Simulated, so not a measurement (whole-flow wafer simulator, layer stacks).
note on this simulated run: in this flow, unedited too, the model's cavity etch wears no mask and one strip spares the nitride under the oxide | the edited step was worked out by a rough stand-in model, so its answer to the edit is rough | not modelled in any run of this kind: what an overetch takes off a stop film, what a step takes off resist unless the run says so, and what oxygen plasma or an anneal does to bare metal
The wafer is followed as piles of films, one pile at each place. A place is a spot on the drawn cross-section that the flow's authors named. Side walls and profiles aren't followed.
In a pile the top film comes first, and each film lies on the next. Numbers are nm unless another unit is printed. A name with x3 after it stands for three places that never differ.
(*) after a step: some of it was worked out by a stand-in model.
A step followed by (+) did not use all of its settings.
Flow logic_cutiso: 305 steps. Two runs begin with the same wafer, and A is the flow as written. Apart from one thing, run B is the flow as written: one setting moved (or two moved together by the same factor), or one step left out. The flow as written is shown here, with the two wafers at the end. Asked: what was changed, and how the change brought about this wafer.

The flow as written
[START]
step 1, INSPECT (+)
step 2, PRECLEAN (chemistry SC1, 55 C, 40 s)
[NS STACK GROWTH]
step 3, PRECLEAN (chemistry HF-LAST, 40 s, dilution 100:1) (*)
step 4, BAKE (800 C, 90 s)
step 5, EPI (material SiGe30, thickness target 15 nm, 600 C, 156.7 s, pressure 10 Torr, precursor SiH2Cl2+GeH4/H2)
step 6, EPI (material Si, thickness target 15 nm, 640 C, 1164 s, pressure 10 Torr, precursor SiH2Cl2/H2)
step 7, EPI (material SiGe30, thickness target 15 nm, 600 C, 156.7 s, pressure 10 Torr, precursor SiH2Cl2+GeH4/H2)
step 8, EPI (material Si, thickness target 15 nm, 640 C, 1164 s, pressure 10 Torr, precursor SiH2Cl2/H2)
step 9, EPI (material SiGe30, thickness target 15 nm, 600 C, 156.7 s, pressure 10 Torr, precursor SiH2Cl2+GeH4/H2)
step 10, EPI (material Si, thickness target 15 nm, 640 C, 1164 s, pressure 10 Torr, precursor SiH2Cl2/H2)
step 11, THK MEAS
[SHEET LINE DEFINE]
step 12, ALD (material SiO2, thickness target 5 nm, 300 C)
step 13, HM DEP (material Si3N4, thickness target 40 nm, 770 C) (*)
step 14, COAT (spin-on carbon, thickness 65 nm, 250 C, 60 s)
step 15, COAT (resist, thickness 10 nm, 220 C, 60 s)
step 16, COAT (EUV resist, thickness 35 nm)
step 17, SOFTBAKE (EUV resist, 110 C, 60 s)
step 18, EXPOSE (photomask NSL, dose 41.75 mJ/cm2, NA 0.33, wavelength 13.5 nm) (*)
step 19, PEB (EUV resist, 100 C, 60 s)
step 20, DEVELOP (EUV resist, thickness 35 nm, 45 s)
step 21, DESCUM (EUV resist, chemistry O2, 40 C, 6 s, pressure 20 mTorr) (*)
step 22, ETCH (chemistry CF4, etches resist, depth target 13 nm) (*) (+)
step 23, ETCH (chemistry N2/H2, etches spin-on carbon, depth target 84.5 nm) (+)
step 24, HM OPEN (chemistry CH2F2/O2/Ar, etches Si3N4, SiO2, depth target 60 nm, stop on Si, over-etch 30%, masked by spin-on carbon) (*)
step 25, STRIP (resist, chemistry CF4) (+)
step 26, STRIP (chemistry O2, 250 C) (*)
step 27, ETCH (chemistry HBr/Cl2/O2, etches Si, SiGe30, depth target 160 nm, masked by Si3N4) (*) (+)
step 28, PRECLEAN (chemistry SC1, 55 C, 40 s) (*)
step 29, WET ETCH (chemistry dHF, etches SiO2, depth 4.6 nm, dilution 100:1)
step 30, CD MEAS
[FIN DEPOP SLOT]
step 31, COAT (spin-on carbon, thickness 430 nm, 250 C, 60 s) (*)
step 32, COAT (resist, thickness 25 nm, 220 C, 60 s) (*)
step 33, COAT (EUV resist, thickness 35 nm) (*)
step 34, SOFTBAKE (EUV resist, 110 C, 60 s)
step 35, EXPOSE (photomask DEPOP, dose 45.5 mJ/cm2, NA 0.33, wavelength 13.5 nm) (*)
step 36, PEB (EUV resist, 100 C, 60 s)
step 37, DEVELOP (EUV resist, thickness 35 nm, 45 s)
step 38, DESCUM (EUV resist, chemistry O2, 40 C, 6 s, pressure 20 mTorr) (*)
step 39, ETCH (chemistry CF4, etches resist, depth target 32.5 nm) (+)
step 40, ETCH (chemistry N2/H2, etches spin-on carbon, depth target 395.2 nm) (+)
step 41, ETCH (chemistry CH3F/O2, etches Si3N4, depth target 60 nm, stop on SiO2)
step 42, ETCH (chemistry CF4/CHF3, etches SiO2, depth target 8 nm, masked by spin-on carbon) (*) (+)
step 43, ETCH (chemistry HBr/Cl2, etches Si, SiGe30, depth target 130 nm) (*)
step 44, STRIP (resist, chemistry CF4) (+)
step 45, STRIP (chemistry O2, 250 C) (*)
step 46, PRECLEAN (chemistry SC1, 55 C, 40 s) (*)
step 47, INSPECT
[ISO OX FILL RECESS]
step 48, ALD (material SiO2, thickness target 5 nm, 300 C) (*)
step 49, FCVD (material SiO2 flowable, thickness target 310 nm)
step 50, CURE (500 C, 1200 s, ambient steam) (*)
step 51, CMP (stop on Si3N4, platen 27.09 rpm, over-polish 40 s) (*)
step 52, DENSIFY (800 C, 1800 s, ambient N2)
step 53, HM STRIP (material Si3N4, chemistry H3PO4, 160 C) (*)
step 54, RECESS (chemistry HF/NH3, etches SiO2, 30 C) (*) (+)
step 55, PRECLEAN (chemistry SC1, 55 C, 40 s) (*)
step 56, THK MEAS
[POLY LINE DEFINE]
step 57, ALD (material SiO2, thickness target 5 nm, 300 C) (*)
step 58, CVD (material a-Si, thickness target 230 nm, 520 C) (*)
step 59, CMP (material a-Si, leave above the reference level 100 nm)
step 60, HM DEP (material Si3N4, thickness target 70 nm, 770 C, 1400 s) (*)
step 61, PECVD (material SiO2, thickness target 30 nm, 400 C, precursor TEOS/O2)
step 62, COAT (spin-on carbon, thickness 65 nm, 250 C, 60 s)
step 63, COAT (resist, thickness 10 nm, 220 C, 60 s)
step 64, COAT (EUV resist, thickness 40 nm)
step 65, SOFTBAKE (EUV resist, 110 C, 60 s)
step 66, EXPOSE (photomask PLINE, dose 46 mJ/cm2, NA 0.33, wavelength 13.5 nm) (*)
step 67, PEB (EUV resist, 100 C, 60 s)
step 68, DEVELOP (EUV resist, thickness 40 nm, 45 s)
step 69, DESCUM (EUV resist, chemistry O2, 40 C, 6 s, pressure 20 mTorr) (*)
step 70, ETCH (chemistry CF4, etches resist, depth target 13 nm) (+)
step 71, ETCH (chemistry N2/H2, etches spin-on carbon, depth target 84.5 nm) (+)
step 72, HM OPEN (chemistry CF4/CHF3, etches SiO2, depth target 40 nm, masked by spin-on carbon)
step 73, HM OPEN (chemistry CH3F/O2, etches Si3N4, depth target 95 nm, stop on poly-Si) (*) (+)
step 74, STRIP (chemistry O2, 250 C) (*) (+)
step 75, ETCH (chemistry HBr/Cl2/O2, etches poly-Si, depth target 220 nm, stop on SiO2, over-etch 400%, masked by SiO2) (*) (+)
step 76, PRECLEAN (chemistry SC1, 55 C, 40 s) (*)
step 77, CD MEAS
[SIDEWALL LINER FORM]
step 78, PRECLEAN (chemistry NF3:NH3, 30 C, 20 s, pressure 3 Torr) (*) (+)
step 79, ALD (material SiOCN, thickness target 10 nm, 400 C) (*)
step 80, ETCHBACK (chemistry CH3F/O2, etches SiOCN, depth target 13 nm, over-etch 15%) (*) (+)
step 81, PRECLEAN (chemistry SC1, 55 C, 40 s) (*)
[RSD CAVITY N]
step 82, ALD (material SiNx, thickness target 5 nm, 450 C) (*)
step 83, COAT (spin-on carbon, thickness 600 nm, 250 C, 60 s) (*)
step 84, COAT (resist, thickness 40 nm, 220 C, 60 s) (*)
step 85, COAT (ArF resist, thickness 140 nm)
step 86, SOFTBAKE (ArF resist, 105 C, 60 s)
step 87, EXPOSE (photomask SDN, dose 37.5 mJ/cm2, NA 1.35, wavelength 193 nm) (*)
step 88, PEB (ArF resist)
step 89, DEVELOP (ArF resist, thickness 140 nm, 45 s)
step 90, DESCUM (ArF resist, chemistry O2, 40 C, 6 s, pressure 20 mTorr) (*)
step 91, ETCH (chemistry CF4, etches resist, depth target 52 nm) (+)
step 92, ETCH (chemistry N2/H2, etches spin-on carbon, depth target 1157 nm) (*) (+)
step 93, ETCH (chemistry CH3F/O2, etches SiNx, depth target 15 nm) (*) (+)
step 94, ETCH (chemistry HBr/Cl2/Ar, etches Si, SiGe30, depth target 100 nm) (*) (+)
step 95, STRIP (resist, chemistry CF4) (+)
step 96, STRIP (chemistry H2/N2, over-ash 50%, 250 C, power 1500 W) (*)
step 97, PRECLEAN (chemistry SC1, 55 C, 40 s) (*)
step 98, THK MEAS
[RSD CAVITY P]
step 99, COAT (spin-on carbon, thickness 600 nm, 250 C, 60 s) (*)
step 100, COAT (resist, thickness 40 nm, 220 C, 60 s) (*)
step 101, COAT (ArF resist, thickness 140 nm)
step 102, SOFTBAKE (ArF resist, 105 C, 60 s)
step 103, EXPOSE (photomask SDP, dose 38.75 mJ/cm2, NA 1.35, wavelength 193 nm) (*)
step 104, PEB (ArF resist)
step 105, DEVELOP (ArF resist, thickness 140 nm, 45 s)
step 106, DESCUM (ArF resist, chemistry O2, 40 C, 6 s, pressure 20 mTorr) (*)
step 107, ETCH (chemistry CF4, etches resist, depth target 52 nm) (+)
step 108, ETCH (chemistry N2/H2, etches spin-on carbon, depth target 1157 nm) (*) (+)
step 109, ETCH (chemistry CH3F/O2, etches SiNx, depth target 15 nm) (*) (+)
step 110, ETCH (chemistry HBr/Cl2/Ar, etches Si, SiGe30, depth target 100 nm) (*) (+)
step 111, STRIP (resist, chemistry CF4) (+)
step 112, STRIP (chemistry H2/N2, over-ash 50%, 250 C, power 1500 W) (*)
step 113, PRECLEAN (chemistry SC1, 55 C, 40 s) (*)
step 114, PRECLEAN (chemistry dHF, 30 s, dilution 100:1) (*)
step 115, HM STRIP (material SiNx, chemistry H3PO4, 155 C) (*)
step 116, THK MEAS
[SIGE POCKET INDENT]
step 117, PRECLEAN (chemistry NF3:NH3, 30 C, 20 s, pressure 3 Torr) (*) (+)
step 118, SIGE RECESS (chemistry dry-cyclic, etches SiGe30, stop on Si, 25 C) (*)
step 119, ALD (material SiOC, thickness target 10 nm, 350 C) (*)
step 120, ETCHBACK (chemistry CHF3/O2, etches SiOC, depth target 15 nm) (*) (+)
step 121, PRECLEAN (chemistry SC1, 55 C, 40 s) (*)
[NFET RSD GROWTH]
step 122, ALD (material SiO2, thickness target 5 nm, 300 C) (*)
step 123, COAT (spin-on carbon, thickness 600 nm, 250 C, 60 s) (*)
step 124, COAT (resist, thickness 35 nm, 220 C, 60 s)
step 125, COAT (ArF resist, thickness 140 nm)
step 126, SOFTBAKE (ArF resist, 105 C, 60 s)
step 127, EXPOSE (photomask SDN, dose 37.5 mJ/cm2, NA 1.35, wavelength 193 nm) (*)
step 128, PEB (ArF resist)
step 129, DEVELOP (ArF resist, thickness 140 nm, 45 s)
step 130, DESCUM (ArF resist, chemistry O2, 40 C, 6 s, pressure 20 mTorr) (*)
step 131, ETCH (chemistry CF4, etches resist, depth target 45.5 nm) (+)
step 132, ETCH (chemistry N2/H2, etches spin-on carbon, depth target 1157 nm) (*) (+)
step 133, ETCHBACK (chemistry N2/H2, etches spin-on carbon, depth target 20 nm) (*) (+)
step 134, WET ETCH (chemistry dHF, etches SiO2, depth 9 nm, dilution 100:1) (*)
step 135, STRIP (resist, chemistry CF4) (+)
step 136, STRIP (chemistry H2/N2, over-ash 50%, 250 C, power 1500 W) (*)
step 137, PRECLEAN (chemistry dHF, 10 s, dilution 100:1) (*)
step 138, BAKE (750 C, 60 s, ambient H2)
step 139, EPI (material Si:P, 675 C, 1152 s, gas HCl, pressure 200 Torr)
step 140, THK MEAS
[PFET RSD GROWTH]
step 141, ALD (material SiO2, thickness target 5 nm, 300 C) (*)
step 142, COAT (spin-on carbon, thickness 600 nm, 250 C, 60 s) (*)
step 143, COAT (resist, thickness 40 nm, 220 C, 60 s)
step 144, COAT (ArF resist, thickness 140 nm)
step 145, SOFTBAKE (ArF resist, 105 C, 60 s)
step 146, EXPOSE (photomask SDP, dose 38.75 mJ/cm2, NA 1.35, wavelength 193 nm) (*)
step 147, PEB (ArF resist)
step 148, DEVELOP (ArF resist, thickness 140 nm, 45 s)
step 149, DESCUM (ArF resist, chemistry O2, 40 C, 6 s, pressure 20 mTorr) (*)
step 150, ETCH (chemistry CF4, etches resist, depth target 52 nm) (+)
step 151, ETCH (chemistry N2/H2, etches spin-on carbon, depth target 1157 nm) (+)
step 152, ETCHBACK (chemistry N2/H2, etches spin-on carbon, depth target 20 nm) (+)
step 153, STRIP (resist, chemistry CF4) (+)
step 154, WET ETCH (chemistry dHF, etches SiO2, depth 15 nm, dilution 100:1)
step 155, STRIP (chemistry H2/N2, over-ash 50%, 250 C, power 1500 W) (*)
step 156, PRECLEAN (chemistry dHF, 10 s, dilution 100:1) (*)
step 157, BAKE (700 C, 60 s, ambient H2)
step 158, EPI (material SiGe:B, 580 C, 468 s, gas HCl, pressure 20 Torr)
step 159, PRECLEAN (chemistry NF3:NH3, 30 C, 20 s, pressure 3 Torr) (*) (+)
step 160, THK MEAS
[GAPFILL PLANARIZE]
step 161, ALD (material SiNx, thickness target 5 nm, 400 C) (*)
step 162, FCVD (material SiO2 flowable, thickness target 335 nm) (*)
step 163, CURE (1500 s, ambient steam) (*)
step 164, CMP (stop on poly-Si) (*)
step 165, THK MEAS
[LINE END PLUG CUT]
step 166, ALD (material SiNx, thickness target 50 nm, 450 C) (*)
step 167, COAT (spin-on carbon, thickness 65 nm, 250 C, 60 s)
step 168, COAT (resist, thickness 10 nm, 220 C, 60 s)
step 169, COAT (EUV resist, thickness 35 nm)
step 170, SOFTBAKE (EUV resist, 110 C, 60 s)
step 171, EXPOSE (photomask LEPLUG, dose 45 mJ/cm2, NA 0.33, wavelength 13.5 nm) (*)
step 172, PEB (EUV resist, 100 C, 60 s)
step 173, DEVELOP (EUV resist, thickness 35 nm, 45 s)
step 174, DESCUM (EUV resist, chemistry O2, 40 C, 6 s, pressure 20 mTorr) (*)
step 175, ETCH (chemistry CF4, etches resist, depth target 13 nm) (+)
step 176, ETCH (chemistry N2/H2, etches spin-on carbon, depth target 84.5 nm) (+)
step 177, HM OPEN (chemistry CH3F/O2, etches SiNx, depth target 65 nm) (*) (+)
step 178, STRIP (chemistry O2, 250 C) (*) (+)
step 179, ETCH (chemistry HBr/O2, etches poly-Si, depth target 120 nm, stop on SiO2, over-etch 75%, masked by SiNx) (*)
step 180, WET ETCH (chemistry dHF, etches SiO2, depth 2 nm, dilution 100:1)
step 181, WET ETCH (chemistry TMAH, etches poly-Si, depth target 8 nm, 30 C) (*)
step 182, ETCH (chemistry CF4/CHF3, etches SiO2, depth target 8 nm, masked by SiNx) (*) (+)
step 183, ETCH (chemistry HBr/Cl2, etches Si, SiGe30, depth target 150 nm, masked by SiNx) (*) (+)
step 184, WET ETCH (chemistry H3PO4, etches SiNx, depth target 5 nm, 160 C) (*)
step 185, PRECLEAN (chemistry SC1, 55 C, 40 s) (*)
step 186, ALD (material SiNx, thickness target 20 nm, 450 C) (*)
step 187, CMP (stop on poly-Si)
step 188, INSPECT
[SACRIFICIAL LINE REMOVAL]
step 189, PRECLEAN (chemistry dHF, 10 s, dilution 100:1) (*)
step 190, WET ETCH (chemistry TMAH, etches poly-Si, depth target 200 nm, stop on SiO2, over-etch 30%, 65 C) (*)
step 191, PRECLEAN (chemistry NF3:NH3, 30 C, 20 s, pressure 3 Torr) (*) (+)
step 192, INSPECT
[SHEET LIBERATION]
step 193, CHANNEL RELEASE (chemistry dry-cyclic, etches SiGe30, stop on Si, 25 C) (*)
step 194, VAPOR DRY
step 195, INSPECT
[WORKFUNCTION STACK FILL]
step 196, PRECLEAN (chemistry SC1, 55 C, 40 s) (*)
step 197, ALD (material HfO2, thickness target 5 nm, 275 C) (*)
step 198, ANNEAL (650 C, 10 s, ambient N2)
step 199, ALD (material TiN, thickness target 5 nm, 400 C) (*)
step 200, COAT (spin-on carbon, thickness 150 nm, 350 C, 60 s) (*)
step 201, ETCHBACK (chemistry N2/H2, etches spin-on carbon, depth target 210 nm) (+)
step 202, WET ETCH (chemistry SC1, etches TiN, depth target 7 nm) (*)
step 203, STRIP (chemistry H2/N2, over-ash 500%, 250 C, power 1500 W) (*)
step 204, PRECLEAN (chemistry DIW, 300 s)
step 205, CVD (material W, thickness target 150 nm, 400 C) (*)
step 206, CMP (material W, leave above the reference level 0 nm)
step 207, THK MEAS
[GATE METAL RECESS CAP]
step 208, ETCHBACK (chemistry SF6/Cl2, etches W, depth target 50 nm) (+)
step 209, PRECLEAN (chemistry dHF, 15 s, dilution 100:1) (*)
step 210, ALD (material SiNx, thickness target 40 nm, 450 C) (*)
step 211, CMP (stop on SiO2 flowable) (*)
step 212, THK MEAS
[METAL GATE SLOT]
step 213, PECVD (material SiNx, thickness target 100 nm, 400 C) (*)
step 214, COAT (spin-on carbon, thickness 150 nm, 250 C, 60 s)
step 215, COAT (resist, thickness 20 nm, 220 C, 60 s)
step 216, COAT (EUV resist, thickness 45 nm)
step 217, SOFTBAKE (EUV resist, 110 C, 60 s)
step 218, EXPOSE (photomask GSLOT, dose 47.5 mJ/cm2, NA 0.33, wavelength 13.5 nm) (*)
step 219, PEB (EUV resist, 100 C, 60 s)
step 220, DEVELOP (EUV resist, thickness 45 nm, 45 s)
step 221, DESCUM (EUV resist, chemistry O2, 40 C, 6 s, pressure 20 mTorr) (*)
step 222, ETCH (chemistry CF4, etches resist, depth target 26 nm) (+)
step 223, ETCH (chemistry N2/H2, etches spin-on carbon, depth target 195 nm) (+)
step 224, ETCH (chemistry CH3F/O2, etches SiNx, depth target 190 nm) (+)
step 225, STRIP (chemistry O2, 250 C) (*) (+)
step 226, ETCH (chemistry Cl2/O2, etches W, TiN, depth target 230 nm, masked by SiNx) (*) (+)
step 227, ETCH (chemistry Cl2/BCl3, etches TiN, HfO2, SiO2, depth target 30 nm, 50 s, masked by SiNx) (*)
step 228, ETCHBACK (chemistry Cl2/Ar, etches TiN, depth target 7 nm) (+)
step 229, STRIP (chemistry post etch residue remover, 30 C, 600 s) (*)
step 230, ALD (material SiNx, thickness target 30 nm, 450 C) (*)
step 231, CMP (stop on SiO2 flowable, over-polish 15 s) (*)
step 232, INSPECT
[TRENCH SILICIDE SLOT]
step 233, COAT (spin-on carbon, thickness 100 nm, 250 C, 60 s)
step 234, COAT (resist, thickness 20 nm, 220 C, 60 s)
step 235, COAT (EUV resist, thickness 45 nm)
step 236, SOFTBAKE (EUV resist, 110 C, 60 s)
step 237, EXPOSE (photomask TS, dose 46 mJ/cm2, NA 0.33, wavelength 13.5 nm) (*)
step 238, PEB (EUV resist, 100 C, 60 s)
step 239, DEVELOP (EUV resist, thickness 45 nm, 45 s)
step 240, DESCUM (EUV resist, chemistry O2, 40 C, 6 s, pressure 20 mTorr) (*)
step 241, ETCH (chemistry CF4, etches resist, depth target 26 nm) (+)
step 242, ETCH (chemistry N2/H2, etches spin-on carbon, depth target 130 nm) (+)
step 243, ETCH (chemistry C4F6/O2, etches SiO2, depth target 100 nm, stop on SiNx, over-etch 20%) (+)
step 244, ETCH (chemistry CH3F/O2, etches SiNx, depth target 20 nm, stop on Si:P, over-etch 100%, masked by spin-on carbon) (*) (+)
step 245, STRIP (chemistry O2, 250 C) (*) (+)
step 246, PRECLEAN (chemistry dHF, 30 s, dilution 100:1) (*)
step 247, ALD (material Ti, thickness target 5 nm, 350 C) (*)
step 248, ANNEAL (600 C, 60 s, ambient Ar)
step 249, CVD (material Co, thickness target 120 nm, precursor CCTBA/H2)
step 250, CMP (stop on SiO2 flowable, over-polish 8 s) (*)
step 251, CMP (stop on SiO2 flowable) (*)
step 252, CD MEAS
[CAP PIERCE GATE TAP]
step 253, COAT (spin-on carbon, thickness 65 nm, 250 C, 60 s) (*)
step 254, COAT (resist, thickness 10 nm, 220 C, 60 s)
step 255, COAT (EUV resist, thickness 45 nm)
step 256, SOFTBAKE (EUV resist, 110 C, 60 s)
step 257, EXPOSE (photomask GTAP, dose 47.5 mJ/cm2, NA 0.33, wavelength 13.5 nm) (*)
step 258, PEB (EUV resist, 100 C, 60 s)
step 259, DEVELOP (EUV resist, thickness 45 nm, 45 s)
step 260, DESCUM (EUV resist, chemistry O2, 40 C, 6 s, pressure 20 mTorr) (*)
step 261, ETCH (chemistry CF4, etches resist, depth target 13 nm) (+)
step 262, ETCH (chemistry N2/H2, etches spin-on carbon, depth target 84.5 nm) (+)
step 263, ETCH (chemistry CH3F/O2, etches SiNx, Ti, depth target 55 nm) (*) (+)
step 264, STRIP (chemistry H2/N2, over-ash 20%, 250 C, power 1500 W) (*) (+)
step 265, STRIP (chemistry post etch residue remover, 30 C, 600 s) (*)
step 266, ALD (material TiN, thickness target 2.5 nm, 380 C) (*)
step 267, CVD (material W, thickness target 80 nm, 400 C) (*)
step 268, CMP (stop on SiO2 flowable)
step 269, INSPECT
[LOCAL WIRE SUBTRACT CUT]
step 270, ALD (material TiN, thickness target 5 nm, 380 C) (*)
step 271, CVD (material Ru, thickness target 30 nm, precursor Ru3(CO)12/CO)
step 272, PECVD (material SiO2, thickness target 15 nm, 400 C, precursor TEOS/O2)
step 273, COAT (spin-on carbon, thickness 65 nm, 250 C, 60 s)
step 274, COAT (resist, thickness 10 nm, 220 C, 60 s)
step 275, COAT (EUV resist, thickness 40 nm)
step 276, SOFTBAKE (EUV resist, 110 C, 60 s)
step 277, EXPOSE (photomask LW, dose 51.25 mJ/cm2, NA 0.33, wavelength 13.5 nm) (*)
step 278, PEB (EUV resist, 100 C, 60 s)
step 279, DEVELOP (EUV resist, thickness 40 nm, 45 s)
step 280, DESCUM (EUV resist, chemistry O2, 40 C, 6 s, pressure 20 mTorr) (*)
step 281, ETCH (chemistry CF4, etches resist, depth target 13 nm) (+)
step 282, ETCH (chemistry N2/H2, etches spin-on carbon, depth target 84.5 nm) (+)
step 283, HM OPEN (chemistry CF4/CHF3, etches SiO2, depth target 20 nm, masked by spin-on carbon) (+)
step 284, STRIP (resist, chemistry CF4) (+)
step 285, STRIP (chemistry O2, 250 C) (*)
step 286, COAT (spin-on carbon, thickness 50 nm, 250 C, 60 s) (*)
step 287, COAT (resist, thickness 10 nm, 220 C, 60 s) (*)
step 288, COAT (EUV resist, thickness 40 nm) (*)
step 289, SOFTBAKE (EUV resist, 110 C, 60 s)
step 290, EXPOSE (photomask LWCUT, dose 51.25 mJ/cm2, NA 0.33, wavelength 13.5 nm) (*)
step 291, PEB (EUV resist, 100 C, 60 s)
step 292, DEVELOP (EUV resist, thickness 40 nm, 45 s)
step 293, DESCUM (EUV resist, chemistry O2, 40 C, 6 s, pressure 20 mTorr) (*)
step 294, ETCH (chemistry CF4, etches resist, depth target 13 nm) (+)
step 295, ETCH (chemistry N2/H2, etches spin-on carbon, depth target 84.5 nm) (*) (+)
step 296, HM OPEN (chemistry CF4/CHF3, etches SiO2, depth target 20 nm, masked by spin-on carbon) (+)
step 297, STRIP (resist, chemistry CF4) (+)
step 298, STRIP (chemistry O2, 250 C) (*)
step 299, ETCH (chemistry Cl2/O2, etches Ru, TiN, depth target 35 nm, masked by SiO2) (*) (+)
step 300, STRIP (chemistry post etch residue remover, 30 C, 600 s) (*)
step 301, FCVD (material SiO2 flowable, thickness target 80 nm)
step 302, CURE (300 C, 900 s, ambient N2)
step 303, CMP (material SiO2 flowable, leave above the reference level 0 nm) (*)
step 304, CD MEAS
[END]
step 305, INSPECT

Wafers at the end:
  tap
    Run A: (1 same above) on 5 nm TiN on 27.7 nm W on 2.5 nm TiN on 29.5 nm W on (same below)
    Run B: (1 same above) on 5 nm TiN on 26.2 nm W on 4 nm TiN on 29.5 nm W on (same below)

What caused this: step 266, ALD: thickness target 4 nm was run, while the flow as written has thickness target 2.5 nm.
One can read it off the wafer: tap has TiN 4, and step 266 as written asks for 2.5 nm.

The path from the change to this, step by step:
  step 266, ALD (material TiN, thickness target 2.5 nm, 380 C) (*)
      depop, dpovl, gfld and 19 more: A +2.5 TiN (new film) | B +4 TiN (new film)
  step 268, CMP (stop on SiO2 flowable)
      depop, dpovl, gfld and 9 more: A -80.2 W (all of it), -2.5 TiN (all of it), -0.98 SiNx | B -80.2 W (all of it), -4 TiN (all of it), -0.98 SiNx
      lnr, lnri, lnrp, lnrt: A -80 W (all of it), -2.5 TiN (all of it), -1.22 SiOCN | B -80 W (all of it), -4 TiN (all of it), -1.22 SiOCN
      (also at 5 further places)
